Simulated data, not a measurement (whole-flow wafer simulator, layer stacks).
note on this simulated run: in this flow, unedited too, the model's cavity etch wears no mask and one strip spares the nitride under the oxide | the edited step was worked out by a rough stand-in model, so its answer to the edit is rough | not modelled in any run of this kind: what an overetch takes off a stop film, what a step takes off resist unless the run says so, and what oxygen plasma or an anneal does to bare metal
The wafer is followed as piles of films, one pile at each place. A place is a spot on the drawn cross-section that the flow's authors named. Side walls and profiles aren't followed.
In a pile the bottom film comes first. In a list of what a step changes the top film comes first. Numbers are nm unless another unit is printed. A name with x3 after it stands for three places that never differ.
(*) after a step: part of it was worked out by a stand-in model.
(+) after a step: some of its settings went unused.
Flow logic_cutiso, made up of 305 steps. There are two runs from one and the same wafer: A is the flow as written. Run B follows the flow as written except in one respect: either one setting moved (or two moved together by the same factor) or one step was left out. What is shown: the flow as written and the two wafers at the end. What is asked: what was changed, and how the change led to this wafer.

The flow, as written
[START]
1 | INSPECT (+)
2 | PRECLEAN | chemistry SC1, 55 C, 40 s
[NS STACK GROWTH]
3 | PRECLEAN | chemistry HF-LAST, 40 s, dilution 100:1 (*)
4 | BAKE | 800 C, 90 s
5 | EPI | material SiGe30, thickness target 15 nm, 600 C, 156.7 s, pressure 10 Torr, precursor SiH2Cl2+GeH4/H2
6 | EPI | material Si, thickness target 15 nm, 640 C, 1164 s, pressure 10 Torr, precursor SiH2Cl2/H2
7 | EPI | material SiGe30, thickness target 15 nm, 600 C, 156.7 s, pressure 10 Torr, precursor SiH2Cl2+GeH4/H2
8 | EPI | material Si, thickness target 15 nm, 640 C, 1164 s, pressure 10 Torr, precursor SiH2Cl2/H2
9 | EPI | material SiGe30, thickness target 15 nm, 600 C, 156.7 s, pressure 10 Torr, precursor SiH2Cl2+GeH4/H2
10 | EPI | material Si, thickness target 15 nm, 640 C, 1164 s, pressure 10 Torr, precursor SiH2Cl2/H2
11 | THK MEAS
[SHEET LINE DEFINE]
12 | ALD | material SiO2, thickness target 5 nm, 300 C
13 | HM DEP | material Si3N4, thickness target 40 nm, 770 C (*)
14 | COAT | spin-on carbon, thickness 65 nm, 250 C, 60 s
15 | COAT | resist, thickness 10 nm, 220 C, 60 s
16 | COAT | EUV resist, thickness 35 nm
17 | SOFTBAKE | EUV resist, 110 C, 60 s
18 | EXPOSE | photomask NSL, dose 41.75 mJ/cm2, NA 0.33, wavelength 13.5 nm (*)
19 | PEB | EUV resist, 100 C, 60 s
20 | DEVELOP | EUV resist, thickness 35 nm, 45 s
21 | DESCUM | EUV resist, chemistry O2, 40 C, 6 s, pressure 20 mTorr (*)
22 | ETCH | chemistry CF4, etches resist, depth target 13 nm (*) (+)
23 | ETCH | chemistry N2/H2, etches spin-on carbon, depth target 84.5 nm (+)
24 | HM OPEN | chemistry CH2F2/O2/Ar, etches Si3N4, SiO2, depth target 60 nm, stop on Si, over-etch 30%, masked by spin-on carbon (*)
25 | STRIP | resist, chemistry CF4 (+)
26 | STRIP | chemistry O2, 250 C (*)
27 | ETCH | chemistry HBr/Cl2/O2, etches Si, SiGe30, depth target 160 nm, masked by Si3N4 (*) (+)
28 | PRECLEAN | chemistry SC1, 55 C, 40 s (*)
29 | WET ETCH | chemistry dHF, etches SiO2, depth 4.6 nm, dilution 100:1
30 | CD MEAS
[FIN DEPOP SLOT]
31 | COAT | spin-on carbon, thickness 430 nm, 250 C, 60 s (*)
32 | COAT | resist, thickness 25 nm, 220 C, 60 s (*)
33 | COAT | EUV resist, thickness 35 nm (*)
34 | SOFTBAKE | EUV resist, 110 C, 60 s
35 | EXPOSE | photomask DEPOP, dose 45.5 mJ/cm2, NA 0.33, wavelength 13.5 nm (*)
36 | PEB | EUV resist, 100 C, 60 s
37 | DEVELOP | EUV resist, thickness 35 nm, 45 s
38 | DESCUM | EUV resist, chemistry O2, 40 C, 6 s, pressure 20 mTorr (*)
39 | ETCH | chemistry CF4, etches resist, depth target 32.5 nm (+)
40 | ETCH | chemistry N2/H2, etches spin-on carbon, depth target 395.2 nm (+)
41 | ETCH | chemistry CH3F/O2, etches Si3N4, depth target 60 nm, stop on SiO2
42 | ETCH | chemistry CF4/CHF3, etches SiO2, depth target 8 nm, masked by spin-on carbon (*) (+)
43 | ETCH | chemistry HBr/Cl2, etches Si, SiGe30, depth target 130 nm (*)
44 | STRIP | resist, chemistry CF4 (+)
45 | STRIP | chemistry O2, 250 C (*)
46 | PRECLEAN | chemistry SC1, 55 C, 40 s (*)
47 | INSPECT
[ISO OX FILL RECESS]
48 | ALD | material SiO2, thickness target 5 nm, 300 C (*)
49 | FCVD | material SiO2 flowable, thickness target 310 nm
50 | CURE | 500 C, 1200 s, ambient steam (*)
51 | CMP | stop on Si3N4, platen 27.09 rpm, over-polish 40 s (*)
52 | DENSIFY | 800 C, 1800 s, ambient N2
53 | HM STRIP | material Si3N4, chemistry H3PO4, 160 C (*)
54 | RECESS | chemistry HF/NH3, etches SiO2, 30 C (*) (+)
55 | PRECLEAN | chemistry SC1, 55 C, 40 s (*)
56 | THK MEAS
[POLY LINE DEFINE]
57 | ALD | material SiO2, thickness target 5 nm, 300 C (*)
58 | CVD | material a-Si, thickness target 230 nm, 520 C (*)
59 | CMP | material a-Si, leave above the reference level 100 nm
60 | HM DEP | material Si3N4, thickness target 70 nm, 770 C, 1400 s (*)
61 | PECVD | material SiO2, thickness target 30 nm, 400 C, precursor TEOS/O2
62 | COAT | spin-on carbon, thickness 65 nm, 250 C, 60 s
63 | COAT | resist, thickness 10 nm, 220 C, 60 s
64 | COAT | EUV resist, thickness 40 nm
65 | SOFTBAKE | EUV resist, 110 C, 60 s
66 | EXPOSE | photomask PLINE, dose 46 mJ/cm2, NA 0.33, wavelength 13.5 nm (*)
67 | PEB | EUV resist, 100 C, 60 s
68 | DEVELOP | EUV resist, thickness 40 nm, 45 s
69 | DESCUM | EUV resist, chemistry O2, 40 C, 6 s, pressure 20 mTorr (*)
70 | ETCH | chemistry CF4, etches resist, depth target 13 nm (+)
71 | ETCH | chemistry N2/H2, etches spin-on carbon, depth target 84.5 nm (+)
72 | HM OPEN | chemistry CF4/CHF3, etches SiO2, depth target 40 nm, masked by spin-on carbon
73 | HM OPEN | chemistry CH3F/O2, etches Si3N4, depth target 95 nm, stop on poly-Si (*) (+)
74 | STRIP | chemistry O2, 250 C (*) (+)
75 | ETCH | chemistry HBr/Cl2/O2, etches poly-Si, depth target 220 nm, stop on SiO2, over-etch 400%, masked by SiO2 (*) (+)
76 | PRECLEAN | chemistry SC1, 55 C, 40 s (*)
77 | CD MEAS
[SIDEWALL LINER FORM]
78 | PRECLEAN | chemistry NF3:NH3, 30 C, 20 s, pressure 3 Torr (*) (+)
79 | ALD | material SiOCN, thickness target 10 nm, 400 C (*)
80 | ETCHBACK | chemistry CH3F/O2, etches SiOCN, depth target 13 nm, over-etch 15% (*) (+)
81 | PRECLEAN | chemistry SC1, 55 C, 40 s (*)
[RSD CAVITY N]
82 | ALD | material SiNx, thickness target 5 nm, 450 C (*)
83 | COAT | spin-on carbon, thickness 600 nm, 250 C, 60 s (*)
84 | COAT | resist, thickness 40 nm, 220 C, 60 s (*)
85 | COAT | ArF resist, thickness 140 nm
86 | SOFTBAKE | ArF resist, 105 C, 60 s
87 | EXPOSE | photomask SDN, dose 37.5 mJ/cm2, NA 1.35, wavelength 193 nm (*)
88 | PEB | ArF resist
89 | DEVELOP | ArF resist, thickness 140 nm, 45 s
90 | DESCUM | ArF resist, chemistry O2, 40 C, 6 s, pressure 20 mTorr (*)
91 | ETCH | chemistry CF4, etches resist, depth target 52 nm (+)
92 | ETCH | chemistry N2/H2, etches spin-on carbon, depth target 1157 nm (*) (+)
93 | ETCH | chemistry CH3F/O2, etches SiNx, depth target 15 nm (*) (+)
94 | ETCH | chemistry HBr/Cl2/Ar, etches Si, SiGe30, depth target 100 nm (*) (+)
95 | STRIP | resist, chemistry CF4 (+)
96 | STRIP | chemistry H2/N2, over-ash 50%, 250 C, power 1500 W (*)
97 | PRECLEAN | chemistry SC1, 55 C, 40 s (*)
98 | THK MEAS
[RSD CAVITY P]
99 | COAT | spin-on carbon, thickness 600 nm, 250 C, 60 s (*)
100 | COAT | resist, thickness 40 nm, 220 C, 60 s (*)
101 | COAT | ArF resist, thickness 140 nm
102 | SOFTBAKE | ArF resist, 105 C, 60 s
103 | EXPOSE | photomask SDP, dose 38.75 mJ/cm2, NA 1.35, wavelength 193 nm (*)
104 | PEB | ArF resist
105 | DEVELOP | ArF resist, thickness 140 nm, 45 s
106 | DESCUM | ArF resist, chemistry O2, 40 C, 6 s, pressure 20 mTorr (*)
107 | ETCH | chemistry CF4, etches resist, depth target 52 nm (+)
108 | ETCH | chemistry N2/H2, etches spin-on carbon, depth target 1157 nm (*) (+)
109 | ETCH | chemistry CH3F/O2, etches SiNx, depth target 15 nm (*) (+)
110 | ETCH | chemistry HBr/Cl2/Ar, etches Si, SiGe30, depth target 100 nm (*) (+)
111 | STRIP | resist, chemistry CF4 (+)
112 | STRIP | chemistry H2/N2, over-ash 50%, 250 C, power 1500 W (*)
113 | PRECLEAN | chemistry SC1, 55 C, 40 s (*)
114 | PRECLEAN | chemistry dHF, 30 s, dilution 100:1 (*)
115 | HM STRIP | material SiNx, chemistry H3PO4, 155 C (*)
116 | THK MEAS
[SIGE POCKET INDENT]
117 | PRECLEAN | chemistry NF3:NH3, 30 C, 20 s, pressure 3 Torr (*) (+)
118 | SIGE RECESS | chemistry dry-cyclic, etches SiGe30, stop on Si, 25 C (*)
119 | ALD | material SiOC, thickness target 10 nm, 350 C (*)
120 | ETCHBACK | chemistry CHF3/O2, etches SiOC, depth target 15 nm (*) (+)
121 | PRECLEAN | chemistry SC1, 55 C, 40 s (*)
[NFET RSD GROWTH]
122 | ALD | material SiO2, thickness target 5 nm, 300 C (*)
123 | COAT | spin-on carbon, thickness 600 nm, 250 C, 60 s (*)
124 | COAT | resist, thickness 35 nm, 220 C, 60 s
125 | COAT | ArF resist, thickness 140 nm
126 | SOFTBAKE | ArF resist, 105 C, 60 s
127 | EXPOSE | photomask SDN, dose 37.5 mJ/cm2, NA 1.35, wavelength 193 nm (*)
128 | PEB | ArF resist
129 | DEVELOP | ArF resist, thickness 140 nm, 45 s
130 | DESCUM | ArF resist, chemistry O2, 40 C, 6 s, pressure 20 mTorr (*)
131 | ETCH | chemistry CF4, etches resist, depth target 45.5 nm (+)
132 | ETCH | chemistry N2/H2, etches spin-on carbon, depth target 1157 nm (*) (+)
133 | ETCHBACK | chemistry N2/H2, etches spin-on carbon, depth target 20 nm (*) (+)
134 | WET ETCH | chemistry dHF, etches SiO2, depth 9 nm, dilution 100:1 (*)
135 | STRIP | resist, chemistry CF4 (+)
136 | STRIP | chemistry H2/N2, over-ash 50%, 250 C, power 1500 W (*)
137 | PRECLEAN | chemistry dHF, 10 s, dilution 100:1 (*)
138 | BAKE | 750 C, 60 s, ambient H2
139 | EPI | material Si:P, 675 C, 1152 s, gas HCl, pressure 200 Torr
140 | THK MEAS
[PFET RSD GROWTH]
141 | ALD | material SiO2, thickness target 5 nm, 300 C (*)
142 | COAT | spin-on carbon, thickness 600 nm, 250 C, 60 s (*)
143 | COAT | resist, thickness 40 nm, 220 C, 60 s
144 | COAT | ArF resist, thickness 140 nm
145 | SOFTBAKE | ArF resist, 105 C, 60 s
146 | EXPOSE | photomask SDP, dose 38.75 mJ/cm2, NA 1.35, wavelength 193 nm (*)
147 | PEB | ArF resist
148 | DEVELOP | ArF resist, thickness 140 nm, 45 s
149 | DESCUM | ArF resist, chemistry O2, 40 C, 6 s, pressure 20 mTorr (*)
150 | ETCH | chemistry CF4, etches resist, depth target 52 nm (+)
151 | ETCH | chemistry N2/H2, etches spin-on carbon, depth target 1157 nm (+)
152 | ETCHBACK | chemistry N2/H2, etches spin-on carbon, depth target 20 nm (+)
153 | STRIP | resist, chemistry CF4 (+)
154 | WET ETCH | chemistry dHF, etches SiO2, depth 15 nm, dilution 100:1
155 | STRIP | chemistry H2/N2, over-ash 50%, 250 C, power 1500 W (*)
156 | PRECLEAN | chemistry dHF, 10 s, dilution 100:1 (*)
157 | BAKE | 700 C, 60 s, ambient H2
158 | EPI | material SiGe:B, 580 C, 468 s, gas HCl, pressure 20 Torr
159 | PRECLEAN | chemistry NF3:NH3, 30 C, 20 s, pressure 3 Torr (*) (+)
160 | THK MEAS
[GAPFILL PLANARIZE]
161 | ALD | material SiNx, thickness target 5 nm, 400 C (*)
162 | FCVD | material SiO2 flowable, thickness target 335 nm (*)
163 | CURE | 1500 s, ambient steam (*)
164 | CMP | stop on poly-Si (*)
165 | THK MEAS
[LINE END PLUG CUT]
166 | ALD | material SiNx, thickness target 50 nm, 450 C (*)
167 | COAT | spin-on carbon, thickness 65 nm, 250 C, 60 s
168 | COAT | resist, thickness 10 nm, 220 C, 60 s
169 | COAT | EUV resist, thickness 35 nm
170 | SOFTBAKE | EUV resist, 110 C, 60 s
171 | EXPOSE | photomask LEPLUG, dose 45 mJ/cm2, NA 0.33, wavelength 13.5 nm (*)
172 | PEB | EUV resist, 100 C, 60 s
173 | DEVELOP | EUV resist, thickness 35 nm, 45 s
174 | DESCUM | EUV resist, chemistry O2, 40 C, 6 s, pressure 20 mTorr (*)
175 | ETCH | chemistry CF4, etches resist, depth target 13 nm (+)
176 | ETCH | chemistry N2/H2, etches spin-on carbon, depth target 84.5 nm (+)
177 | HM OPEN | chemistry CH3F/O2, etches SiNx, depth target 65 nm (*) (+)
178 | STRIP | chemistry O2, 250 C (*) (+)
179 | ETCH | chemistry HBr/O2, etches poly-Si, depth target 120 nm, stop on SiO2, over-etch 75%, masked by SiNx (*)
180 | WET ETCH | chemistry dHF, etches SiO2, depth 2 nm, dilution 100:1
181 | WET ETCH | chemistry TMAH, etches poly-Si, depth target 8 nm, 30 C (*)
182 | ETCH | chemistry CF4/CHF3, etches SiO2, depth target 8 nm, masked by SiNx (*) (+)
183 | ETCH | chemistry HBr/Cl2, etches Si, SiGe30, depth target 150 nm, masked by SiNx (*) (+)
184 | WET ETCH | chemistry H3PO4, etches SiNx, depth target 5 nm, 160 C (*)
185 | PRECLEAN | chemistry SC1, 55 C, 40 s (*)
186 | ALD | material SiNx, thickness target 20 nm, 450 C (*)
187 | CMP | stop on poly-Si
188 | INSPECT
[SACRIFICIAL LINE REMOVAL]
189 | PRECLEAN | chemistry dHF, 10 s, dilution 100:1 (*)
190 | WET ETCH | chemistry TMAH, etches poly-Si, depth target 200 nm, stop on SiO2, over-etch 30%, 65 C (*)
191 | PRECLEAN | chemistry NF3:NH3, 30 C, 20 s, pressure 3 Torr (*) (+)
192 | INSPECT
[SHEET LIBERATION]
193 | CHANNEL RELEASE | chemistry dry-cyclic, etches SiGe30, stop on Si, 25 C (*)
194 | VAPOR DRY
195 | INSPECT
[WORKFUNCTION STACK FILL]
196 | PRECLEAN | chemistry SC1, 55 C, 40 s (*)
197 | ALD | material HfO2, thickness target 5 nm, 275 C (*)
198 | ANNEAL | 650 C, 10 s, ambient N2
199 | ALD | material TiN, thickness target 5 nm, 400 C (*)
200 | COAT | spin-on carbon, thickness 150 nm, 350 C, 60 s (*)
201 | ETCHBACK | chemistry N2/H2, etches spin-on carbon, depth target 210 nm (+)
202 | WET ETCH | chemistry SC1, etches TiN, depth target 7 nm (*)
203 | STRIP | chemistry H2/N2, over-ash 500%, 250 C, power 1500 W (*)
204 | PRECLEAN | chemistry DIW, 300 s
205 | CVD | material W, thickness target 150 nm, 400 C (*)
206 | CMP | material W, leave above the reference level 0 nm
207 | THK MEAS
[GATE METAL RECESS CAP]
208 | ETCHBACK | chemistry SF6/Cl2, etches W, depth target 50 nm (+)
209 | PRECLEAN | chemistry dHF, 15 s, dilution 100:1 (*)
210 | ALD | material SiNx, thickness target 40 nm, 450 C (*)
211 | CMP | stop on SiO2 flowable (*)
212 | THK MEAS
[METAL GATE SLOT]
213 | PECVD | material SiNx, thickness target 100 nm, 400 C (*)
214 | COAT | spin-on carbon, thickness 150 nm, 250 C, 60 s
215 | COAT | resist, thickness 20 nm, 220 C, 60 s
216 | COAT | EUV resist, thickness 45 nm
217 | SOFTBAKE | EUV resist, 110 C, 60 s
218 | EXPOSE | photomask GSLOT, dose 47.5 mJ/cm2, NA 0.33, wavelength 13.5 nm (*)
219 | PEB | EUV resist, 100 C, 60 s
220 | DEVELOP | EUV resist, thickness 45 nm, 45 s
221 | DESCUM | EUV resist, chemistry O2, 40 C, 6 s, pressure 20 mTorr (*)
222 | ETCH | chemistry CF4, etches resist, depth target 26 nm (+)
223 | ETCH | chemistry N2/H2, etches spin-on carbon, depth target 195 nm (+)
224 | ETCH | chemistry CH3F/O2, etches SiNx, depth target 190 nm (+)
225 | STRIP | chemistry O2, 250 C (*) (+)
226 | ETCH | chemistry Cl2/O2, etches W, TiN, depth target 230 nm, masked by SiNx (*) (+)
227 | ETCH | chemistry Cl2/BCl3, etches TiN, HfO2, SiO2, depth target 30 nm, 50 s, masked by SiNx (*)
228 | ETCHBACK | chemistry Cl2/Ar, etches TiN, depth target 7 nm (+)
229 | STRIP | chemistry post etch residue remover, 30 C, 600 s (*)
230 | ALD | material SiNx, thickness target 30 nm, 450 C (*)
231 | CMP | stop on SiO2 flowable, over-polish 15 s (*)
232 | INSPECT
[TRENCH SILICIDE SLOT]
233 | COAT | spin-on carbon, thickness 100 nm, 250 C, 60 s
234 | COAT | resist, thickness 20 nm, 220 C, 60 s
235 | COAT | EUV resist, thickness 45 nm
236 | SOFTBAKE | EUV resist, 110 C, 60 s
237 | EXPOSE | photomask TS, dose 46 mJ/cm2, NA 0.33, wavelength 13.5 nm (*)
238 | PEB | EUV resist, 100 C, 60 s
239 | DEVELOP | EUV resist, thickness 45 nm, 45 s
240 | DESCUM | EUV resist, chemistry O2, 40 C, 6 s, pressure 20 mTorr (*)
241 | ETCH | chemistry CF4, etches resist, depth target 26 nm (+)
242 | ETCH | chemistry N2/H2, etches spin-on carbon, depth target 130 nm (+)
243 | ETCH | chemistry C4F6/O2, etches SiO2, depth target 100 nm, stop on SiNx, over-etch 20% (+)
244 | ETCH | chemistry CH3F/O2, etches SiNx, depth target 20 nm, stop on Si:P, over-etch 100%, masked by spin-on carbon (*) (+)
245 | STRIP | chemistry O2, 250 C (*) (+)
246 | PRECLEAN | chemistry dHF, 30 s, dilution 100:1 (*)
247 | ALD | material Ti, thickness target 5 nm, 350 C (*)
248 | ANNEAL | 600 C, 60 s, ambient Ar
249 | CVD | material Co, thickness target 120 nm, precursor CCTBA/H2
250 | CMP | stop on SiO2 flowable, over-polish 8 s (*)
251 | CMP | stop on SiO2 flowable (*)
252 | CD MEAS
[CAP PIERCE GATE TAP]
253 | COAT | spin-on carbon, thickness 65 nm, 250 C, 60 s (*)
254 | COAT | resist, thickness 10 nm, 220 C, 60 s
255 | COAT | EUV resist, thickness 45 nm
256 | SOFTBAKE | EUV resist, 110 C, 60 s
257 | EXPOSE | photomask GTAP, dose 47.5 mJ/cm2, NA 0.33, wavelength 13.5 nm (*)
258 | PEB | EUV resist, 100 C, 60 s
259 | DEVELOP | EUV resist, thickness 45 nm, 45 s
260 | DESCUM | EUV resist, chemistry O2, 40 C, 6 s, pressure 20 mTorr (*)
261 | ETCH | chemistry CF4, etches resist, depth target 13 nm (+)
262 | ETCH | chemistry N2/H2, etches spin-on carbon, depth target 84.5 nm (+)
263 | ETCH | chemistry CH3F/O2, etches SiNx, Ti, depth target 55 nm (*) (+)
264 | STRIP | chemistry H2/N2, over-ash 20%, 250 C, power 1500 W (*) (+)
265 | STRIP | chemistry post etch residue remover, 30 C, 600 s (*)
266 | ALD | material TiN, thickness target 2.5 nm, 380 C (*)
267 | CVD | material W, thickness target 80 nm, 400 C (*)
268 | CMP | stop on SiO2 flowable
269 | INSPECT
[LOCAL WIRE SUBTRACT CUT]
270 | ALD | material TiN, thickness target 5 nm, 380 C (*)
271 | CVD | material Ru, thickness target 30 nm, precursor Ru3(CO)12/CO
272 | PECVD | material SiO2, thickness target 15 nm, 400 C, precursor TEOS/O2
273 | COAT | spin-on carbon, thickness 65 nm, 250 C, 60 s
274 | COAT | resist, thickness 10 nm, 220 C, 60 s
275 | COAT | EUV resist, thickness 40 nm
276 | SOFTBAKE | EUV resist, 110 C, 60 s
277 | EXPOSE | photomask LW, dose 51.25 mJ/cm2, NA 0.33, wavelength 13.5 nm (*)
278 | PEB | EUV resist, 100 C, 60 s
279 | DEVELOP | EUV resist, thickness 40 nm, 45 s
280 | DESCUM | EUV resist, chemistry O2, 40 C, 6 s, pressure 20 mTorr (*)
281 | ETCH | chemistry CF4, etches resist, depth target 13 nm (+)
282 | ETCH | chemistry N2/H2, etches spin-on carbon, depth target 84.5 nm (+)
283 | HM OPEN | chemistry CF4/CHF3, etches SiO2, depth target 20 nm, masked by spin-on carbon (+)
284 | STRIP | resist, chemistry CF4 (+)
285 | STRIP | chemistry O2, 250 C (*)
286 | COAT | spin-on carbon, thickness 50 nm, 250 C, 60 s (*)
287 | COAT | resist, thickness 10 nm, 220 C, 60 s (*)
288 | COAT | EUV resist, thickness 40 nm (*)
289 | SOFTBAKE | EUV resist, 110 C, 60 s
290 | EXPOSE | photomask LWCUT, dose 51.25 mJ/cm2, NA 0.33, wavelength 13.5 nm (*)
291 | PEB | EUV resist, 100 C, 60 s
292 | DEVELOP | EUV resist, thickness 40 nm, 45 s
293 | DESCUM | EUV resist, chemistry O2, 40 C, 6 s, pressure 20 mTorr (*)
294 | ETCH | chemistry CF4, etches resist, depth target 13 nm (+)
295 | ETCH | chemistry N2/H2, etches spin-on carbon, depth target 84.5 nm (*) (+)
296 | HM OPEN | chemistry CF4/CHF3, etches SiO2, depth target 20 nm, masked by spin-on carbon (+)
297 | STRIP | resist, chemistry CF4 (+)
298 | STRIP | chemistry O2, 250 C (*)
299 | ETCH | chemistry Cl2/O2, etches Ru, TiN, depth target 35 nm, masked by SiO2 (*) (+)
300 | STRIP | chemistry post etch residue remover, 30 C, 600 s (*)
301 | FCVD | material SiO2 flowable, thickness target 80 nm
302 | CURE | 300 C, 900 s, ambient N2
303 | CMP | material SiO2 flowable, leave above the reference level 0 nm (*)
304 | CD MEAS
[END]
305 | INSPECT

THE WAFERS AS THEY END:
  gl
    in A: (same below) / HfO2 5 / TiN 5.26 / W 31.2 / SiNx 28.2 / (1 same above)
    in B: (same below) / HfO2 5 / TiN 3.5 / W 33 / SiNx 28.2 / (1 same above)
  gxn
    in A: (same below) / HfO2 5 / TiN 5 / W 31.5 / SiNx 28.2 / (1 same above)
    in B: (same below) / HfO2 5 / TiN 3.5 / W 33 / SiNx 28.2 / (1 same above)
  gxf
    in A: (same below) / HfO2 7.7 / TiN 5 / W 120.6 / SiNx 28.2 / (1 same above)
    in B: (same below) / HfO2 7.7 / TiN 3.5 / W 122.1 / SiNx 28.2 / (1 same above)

The reason: step 199, ALD: thickness target 3.5 nm was run, while the flow as written has thickness target 5 nm.
The wafer itself shows it: gxn has TiN 3.5, and step 199 as written asks for 5 nm.

Step by step, how the change led to this:
  199 | ALD | material TiN, thickness target 5 nm, 400 C (*)
      depop, dpovl, gxf and 12 more: A +5 TiN (new film) | B +3.5 TiN (new film)
      gl, glp, tap: A +5.26 TiN (new film), +4.49 TiN (new film), -4.49 cavity (all of it), +4.49 TiN (new film), -4.49 cavity (all of it), +4.49 TiN (new film), -4.49 cavity (all of it) | B +3.5 TiN (new film), +4.49 TiN (new film), -4.49 cavity (all of it), +4.49 TiN (new film), -4.49 cavity (all of it), +4.49 TiN (new film), -4.49 cavity (all of it)
      (and at 4 other places as well)
  200 | COAT | spin-on carbon, thickness 150 nm, 350 C, 60 s (*)
      lnr, lnrp: A +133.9 spin-on carbon (new film) | B +129.6 spin-on carbon (new film)
      rsdn, rsdw: A +145.8 spin-on carbon (new film) | B +141.3 spin-on carbon (new film)
      (and at 7 other places as well)
  201 | ETCHBACK | chemistry N2/H2, etches spin-on carbon, depth target 210 nm (+)
      lnr, lnrp: A -133.9 spin-on carbon (all of it) | B -129.6 spin-on carbon (all of it)
      rsdn, rsdw: A -145.8 spin-on carbon (all of it) | B -141.3 spin-on carbon (all of it)
      (and at 7 other places as well)
  202 | WET ETCH | chemistry SC1, etches TiN, depth target 7 nm (*)
      depop, dpovl, iso and 12 more: A -5 TiN (all of it) | B -3.5 TiN (all of it)
  203 | STRIP | chemistry H2/N2, over-ash 500%, 250 C, power 1500 W (*)
      gl, glp: A -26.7 spin-on carbon (all of it) | B -22.5 spin-on carbon (all of it)
      gxn, gxp: A -26.8 spin-on carbon (all of it) | B -22.1 spin-on carbon (all of it)
      (and at 3 other places as well)
  226 | ETCH | chemistry Cl2/O2, etches W, TiN, depth target 230 nm, masked by SiNx (*) (+)
      gfld: A -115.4 W (all of it), -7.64 TiN (all of it), -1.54 HfO2 | B -118.2 W (all of it), -4.84 TiN (all of it), -1.54 HfO2
